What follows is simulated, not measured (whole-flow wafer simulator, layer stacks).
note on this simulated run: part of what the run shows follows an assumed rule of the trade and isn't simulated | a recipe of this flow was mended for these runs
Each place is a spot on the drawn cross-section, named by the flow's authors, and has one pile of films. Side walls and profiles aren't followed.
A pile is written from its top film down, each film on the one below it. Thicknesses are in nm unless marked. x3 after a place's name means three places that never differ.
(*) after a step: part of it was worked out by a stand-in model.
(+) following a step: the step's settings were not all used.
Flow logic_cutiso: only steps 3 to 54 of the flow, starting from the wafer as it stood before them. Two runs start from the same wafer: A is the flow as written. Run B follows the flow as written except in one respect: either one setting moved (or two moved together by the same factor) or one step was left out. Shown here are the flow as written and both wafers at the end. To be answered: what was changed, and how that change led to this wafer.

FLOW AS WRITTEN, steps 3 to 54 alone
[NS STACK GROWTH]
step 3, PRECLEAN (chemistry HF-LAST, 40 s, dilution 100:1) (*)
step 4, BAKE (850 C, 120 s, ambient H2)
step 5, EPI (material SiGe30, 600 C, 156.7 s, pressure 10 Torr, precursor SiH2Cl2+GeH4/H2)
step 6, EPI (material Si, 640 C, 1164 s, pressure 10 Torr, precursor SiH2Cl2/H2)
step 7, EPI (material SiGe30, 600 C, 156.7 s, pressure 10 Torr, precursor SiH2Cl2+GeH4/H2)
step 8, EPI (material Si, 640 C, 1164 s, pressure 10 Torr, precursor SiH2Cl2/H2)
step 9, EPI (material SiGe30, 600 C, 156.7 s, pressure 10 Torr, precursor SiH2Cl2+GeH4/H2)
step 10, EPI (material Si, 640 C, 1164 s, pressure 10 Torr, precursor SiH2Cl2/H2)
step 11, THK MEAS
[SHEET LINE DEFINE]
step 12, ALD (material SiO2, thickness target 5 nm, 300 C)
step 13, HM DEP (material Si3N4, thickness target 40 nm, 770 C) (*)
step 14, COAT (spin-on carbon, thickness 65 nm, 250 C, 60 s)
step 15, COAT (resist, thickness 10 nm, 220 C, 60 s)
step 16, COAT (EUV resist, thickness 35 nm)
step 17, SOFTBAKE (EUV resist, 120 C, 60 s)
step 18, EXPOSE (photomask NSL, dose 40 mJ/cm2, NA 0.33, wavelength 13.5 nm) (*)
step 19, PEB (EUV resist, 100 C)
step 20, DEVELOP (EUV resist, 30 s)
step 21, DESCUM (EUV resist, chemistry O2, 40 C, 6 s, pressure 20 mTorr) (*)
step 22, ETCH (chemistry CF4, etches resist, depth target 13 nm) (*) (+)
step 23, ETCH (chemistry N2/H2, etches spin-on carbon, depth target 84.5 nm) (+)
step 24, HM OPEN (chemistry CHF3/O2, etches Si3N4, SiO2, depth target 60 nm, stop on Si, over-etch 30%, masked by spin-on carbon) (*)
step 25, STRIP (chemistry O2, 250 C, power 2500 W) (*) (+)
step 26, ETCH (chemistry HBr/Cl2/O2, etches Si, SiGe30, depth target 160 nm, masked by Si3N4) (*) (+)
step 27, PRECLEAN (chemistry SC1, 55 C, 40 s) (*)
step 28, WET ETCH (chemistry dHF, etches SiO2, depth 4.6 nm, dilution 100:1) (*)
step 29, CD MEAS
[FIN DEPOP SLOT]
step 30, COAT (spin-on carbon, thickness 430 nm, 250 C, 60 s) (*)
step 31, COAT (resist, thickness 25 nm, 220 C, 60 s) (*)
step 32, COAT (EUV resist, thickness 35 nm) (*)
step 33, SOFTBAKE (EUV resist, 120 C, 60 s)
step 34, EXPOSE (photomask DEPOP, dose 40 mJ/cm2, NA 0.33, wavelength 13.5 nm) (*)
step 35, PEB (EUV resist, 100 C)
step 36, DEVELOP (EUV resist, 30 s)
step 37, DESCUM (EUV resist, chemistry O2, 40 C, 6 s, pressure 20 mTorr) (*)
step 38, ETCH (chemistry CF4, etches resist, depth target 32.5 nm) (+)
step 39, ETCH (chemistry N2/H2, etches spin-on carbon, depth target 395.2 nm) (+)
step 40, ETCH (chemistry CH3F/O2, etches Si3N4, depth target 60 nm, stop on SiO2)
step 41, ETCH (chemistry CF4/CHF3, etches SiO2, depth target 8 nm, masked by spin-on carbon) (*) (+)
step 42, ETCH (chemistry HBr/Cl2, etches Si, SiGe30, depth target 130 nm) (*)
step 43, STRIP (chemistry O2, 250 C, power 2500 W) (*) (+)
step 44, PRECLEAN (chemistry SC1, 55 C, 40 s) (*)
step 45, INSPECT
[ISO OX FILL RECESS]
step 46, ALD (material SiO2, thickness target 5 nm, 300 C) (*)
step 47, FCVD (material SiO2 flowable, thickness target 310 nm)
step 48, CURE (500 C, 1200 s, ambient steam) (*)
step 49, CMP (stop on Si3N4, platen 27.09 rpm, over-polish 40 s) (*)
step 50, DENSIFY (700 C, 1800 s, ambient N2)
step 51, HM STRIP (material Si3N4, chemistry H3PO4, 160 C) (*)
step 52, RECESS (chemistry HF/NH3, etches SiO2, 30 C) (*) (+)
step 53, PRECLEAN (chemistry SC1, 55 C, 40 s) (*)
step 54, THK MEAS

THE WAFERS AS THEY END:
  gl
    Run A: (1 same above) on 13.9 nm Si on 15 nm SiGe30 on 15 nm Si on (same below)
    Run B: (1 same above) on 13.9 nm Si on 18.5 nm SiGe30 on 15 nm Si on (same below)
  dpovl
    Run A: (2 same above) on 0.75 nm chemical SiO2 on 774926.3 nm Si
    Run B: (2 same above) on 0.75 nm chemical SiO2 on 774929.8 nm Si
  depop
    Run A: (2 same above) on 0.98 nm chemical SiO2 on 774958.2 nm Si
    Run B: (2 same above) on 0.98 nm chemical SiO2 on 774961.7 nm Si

The reason: step 9, EPI: 612 C was run, while the flow as written has 600 C.

The path from the change to this, step by step:
  step 9, EPI (material SiGe30, 600 C, 156.7 s, pressure 10 Torr, precursor SiH2Cl2+GeH4/H2)
      depop, dpovl, gfld and 19 more: A SiGe30 gains 15 (new film) | B SiGe30 gains 18.5 (new film)
  step 26, ETCH (chemistry HBr/Cl2/O2, etches Si, SiGe30, depth target 160 nm, masked by Si3N4) (*) (+)
      dpovl, gfld, gxf, iso, isow, lnri, nsgap: A chemical SiO2 loses 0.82 (all of it), Si loses 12 (all of it), SiGe30 loses 15 (all of it), Si loses 15 (all of it), SiGe30 loses 15 (all of it), Si loses 15 (all of it), SiGe30 loses 15 (all of it), Si loses 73 | B chemical SiO2 loses 0.82 (all of it), Si loses 12 (all of it), SiGe30 loses 18.5 (all of it), Si loses 15 (all of it), SiGe30 loses 15 (all of it), Si loses 15 (all of it), SiGe30 loses 15 (all of it), Si loses 69.5
  step 42, ETCH (chemistry HBr/Cl2, etches Si, SiGe30, depth target 130 nm) (*)
      depop: A Si loses 13.8 (all of it), SiGe30 loses 15 (all of it), Si loses 15 (all of it), SiGe30 loses 15 (all of it), Si loses 15 (all of it), SiGe30 loses 15 (all of it), Si loses 41.2 | B Si loses 13.8 (all of it), SiGe30 loses 18.5 (all of it), Si loses 15 (all of it), SiGe30 loses 15 (all of it), Si loses 15 (all of it), SiGe30 loses 15 (all of it), Si loses 37.7
